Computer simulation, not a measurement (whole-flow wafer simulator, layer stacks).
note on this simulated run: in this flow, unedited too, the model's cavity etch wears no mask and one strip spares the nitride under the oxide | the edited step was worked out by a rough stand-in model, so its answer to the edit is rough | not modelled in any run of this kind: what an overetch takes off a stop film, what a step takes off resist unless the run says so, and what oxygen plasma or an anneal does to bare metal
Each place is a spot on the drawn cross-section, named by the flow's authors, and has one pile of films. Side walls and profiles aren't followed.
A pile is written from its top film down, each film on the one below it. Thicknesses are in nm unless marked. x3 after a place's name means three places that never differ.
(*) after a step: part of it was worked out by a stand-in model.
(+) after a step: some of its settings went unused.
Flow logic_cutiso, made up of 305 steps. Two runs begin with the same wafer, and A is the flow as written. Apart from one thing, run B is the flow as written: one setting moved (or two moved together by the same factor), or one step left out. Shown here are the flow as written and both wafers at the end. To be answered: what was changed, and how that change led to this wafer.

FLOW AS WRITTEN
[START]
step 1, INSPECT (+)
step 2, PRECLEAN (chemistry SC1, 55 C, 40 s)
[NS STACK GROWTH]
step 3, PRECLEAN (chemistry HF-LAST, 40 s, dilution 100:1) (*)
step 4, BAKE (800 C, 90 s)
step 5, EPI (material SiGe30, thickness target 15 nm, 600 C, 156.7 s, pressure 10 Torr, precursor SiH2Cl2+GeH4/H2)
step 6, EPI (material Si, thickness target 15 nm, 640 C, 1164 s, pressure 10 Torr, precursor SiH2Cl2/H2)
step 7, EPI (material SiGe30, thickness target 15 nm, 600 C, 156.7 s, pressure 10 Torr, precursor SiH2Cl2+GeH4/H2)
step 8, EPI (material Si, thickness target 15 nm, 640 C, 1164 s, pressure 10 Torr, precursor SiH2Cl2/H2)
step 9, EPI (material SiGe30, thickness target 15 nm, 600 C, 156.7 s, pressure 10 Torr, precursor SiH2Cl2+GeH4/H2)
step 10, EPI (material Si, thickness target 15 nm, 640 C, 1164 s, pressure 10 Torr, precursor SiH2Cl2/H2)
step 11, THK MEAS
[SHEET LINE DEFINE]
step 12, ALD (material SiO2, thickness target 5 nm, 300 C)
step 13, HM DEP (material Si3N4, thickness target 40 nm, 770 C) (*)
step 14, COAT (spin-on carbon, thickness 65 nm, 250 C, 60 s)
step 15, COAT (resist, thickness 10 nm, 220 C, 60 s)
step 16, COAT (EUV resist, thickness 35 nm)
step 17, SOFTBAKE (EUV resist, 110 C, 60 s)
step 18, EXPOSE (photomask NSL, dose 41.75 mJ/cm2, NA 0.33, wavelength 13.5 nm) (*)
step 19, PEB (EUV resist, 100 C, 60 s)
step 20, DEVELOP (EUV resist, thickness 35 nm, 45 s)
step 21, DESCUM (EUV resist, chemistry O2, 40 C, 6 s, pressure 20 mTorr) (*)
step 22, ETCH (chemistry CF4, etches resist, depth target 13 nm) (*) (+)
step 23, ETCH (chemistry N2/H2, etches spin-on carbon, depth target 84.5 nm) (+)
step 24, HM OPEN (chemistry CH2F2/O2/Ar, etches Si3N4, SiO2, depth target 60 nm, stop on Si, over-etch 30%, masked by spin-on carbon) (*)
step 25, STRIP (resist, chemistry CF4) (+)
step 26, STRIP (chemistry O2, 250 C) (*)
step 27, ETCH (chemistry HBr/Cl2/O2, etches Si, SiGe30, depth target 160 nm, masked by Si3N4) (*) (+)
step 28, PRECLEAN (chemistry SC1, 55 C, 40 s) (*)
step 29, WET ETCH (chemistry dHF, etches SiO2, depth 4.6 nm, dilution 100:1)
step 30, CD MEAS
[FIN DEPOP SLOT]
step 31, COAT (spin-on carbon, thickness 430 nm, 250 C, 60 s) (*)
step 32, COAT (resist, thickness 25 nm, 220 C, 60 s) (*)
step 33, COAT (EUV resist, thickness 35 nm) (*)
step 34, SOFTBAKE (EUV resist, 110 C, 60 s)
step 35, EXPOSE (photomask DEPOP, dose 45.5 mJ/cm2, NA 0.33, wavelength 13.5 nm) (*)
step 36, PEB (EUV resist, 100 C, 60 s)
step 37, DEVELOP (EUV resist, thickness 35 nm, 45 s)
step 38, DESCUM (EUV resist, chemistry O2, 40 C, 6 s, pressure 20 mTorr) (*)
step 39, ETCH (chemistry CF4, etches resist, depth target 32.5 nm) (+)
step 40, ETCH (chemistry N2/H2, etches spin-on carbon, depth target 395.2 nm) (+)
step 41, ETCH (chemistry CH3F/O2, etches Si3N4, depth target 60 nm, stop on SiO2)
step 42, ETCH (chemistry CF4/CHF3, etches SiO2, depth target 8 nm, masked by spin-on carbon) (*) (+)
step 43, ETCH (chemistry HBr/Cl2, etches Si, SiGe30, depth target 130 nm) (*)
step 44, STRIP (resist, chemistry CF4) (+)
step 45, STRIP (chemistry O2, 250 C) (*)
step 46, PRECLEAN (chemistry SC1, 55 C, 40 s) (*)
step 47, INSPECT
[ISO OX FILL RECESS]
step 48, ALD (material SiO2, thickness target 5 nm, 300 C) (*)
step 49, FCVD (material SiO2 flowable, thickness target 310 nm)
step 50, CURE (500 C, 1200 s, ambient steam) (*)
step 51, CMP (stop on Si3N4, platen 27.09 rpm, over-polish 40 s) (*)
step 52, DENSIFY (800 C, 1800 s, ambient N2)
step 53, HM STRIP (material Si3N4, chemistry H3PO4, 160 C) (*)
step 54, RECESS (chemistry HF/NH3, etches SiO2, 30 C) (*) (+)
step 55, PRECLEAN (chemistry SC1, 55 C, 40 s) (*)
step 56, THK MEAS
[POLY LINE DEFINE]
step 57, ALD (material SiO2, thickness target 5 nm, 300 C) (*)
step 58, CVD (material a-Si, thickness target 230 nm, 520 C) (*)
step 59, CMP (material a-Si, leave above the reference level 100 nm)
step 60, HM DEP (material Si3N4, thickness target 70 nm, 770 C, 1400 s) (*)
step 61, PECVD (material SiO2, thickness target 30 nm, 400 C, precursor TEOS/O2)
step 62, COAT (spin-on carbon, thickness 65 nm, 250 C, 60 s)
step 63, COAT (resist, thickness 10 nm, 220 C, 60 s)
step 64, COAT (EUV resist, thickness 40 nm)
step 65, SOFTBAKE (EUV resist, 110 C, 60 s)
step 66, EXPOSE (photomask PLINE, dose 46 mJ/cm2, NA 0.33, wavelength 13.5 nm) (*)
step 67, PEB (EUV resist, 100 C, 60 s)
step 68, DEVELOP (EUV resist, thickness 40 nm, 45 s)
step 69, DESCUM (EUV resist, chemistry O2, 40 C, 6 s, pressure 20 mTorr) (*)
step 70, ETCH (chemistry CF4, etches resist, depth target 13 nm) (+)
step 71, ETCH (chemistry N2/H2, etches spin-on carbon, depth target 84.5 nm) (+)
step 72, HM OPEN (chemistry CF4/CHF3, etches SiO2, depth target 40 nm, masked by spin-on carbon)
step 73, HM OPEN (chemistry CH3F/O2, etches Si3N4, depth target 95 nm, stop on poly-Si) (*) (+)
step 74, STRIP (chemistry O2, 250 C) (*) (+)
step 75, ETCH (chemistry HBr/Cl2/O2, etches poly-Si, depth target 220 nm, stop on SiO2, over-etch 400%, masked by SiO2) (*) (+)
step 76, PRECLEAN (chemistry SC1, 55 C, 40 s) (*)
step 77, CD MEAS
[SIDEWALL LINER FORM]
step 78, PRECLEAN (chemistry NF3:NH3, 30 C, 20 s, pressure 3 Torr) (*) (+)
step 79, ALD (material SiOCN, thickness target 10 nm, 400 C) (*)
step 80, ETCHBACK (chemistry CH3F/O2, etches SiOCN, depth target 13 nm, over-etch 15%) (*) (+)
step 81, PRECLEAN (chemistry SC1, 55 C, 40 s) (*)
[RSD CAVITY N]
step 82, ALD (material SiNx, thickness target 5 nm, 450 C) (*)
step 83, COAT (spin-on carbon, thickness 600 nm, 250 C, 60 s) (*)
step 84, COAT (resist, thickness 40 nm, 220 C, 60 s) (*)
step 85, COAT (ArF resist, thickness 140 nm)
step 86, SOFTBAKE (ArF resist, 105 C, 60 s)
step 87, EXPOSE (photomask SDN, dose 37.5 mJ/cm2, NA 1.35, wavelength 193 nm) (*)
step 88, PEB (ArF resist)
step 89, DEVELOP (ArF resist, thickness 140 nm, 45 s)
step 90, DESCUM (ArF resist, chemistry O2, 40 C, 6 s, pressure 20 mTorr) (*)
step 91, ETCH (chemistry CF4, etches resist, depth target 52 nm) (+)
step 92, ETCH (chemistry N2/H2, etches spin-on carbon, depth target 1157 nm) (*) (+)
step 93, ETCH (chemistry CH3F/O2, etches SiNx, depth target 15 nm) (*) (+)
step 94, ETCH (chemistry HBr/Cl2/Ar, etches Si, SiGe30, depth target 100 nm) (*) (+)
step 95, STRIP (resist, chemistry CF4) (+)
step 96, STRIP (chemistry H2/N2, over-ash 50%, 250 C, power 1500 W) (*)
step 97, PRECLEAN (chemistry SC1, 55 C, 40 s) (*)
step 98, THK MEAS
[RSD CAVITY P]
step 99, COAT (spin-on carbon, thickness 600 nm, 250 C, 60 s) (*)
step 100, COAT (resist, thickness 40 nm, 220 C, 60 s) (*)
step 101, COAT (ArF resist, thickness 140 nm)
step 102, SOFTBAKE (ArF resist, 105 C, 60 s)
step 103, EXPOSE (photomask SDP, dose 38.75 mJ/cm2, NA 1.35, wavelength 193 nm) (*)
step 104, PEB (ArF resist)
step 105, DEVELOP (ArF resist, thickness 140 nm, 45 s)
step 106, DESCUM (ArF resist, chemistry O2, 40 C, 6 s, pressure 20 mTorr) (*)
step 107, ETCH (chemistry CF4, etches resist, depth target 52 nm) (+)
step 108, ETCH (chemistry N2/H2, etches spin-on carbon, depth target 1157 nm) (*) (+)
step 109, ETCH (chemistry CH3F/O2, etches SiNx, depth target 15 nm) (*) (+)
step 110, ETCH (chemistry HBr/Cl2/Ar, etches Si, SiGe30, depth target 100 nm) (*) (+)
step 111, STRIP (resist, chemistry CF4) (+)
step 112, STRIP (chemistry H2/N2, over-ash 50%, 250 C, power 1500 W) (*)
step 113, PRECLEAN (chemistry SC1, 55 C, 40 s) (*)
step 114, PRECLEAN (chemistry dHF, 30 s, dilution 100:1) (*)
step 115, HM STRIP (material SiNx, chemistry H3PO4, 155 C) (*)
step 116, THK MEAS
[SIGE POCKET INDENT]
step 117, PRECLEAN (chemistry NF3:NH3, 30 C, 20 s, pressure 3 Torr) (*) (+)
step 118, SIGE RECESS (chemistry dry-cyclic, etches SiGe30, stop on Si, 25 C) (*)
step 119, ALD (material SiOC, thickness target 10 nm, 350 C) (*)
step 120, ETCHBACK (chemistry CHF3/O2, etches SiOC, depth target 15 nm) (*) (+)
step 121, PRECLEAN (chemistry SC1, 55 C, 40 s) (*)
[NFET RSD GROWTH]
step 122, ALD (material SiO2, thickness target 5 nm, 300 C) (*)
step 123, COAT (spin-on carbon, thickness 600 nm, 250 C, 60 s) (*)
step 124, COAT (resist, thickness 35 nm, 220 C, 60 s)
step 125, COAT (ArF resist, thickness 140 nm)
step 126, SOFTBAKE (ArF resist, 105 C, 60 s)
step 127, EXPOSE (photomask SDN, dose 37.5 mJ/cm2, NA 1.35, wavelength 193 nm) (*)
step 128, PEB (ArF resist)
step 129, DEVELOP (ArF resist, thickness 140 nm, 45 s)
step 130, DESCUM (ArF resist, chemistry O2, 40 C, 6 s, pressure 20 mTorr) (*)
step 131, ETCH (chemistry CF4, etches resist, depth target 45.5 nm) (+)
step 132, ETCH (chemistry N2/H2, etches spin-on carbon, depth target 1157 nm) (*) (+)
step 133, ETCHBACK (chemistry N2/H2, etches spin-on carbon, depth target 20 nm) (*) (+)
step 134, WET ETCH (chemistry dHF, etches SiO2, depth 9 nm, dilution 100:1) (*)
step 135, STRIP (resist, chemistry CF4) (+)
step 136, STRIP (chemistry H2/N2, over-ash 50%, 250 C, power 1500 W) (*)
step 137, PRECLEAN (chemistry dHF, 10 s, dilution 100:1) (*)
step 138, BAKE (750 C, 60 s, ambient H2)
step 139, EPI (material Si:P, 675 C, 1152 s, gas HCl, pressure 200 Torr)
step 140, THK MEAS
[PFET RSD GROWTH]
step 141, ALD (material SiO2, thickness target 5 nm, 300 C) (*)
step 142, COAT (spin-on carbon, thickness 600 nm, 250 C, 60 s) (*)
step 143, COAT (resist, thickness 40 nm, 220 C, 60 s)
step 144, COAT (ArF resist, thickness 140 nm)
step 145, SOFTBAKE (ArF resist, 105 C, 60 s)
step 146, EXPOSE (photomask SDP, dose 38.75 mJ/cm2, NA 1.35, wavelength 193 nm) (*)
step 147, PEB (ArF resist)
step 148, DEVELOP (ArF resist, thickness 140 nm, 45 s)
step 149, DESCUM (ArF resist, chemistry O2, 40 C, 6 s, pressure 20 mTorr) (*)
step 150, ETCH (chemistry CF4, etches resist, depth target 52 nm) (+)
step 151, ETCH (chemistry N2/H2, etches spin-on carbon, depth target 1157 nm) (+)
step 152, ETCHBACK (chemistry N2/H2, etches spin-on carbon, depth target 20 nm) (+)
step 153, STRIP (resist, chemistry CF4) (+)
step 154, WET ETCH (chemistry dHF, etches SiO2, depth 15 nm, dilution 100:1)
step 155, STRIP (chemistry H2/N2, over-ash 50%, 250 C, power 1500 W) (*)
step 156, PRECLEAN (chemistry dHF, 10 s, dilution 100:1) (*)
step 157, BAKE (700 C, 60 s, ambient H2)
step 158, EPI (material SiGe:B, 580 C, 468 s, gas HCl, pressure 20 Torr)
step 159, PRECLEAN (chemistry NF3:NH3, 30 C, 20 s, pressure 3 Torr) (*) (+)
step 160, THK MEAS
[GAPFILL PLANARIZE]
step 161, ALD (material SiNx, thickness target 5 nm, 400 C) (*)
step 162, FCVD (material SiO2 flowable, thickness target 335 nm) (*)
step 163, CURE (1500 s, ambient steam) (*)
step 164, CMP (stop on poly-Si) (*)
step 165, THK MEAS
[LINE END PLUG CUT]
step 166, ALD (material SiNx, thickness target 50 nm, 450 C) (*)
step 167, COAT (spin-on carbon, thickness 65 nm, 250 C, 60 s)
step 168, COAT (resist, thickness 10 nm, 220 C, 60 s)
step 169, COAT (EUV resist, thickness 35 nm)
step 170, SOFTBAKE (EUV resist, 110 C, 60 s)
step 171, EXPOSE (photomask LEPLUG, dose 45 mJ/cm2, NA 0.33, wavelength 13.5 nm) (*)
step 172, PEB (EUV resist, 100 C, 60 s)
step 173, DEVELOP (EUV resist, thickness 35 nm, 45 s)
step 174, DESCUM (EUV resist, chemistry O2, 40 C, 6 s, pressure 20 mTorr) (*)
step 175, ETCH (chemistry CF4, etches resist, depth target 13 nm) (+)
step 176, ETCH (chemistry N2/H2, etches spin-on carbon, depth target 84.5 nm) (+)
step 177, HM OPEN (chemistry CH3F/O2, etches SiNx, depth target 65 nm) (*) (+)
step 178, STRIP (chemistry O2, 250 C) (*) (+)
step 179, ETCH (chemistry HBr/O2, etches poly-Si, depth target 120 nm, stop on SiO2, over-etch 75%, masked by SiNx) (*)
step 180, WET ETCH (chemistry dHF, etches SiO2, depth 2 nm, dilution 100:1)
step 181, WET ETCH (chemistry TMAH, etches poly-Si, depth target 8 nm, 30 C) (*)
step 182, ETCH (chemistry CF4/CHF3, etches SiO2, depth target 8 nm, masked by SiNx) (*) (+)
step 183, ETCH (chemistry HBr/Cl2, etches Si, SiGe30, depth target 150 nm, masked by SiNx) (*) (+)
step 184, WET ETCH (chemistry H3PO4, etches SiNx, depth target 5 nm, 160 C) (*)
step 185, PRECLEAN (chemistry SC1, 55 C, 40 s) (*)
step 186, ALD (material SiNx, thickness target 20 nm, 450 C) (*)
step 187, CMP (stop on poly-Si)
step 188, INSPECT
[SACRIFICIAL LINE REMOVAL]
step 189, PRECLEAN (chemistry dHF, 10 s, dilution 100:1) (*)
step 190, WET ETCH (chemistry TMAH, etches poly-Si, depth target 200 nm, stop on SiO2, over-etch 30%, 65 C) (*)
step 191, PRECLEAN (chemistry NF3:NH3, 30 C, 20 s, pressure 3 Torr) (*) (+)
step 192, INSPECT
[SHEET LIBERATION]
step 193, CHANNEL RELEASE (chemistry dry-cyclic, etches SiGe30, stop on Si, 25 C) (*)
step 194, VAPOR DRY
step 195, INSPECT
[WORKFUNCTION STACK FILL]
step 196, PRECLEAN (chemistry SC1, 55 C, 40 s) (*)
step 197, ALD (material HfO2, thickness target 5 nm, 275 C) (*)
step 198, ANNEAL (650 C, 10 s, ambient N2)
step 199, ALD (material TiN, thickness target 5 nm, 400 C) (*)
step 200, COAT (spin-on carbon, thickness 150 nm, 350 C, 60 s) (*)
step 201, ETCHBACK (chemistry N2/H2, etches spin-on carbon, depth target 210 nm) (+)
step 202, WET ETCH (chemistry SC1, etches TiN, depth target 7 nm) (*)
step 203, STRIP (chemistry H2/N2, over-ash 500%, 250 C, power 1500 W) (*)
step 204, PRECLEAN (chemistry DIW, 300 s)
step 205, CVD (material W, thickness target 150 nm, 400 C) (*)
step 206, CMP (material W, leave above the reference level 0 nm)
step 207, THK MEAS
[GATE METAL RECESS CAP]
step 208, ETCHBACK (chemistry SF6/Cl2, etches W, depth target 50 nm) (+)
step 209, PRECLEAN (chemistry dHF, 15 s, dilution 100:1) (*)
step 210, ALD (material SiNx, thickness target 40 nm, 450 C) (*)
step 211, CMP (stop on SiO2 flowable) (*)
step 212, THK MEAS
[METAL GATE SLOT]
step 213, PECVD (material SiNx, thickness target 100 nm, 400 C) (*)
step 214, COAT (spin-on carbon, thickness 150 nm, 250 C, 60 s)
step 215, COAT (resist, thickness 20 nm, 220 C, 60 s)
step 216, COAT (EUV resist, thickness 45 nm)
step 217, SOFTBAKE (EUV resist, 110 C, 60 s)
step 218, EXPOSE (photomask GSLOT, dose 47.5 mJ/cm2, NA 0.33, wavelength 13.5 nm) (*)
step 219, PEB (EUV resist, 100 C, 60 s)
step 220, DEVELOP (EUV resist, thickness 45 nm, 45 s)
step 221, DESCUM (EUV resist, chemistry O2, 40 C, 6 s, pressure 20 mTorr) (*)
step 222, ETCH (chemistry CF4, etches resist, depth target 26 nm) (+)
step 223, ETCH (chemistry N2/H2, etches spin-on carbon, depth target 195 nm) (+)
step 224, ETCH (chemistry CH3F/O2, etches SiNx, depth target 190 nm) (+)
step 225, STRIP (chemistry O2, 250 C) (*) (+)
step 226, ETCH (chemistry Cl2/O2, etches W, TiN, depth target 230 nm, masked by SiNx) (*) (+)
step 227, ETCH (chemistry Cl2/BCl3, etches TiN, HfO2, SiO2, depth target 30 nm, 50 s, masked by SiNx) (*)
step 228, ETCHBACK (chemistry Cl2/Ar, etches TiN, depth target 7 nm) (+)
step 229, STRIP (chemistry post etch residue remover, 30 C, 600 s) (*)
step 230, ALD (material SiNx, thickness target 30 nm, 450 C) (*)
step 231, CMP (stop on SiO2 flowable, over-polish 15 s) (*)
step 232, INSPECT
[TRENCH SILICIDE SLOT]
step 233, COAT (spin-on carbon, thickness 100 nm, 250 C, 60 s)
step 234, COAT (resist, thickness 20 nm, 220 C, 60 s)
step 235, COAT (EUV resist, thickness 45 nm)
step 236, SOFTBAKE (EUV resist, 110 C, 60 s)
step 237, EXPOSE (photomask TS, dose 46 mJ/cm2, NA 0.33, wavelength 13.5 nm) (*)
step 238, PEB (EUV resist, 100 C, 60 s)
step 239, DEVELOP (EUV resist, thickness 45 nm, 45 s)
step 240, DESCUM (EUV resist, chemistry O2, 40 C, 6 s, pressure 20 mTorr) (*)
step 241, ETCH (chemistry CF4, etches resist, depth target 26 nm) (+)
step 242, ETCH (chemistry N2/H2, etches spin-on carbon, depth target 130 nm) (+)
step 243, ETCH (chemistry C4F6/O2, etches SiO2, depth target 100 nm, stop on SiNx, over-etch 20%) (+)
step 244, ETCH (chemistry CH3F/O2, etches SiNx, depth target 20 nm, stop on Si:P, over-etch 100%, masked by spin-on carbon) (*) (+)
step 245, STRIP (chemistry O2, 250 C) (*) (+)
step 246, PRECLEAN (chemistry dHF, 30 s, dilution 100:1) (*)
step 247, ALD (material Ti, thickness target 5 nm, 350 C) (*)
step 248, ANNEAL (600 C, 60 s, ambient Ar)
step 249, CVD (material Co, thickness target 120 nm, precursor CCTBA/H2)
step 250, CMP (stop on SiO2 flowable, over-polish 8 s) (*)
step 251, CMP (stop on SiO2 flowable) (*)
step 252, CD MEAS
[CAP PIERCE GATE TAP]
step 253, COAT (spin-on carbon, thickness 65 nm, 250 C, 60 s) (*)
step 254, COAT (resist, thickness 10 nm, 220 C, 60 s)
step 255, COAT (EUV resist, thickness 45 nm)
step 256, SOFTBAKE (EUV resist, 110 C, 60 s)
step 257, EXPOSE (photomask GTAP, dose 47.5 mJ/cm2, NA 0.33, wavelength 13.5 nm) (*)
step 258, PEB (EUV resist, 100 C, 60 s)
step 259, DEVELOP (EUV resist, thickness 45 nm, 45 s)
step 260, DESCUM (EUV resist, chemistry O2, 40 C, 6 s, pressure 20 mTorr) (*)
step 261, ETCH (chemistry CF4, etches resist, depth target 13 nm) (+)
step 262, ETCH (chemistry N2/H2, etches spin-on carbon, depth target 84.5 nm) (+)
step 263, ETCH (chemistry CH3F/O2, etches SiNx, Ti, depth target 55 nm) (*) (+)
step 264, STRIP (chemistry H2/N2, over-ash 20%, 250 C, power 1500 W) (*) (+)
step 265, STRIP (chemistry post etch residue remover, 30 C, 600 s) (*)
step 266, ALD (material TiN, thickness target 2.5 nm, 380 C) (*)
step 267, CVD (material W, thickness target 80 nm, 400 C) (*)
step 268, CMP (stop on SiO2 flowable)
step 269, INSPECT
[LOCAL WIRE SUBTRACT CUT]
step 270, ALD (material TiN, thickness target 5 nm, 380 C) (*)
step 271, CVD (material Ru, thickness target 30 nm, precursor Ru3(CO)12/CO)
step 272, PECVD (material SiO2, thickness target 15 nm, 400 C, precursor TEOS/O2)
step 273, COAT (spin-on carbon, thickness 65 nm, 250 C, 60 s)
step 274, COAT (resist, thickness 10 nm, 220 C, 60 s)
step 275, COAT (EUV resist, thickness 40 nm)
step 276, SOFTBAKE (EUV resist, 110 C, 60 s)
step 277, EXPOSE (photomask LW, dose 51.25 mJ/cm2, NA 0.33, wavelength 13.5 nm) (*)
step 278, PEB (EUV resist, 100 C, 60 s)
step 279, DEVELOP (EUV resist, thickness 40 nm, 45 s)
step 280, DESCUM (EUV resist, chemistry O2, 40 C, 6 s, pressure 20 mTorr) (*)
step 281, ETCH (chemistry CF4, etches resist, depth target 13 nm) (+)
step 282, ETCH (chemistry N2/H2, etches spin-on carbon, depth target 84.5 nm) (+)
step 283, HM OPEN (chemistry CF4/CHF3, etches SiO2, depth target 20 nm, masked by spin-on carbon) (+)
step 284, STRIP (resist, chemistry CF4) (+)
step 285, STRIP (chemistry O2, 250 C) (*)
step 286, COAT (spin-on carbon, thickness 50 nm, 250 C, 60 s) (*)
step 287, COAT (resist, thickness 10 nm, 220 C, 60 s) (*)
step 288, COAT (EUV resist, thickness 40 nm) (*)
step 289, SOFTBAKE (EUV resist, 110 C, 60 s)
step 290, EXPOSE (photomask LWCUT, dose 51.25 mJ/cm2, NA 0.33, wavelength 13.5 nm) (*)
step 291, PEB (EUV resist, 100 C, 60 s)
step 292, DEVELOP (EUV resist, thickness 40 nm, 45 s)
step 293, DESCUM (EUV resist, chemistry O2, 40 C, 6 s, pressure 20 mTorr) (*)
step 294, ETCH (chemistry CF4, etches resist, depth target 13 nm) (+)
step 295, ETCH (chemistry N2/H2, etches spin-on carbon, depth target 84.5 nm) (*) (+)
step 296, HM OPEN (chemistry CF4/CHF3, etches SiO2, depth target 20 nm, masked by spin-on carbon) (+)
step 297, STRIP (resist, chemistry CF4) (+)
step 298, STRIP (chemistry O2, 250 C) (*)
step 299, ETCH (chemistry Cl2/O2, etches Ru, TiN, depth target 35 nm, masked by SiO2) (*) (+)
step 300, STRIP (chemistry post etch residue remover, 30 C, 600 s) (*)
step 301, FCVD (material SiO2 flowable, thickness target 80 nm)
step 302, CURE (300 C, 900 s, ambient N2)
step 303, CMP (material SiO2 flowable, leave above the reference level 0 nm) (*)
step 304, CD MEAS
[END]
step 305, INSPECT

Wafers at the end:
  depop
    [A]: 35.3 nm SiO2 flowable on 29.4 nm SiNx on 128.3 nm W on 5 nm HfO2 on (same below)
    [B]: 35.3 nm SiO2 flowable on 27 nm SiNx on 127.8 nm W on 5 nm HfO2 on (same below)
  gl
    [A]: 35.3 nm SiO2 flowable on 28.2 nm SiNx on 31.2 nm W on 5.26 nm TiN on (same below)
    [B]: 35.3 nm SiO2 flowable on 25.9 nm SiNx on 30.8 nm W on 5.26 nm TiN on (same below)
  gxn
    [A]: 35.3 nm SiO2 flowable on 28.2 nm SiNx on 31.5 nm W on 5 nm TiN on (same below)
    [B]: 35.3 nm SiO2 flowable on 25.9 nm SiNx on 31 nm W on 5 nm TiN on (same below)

Cause: step 162, FCVD: thickness target 519.2 nm was run, though the flow has thickness target 335 nm.

How this came from the change, step by step:
  step 162, FCVD (material SiO2 flowable, thickness target 335 nm) (*)
      depop, dpovl, isow, ns, nsgap: A +335 SiO2 flowable (new film) | B +519.2 SiO2 flowable (new film)
      rsdn, rsdp, rsdw, rsdx: A +423.9 SiO2 flowable (new film) | B +608.1 SiO2 flowable (new film)
      (as well as at 13 more places)
  step 163, CURE (1500 s, ambient steam) (*)
      depop, dpovl, isow, ns, nsgap: A -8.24 SiO2 flowable | B -10.7 SiO2 flowable
      gfld, iso, lnri: A -7.46 SiO2 flowable | B -10.2 SiO2 flowable
      (as well as at 14 more places)
  step 164, CMP (stop on poly-Si) (*)
      depop, dpovl, isow, ns, nsgap: A -326.8 SiO2 flowable (all of it), -5 SiNx (all of it), -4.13 SiO2 (all of it), -70 Si3N4 (all of it) | B -508.5 SiO2 flowable (all of it), -5 SiNx (all of it), -4.13 SiO2 (all of it), -70 Si3N4 (all of it)
      iso, rsdn, rsdp, rsdx: A -331 SiO2 flowable | B -512.5 SiO2 flowable
      (as well as at 13 more places)
  step 209, PRECLEAN (chemistry dHF, 15 s, dilution 100:1) (*)
      rsdn, rsdx: A -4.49 SiO2 flowable | B -5.13 SiO2 flowable
      rsdp, rsdw: A -4.5 SiO2 flowable | B -5.14 SiO2 flowable
      (as well as at 1 more place)
  step 211, CMP (stop on SiO2 flowable) (*)
      depop, dpovl, isow, ns, nsgap: A -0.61 SiNx | B -1.26 SiNx
      lnr, lnri, lnrp, lnrt: A -40 SiNx (all of it), -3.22 SiOCN | B -40 SiNx (all of it), -3.86 SiOCN
  step 246, PRECLEAN (chemistry dHF, 30 s, dilution 100:1) (*)
      iso: A -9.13 SiO2 flowable | B -10.8 SiO2 flowable
      rsdx: A -8.73 SiO2 flowable | B -9.95 SiO2 flowable
  step 250, CMP (stop on SiO2 flowable, over-polish 8 s) (*)
      rsdx: A -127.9 Co (all of it) | B -127.1 Co
  step 251, CMP (stop on SiO2 flowable) (*)
      rsdx: A -5 Ti (all of it) | B -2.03 Co (all of it), -3.62 Ti
      iso: A -1.22 Co (all of it), -4.34 Ti | B -2.92 Co (all of it), -2.73 Ti
  step 263, ETCH (chemistry CH3F/O2, etches SiNx, Ti, depth target 55 nm) (*) (+)
      tap: A -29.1 SiNx (all of it), -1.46 W | B -28.5 SiNx (all of it), -1.42 W
  step 265, STRIP (chemistry post etch residue remover, 30 C, 600 s) (*)
      iso: A -0.66 Ti (all of it) | B -1.79 Ti
      rsdx: A nothing | B -1.38 Ti (all of it)
  step 268, CMP (stop on SiO2 flowable)
      depop, dpovl, gfld and 9 more: A -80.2 W (all of it), -2.5 TiN (all of it), -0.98 SiNx | B -80.2 W (all of it), -2.5 TiN (all of it), -2.68 SiNx
      lnr, lnri, lnrp, lnrt: A -80 W (all of it), -2.5 TiN (all of it), -1.22 SiOCN | B -80 W (all of it), -2.5 TiN (all of it), -2.92 SiOCN
      (as well as at 3 more places)
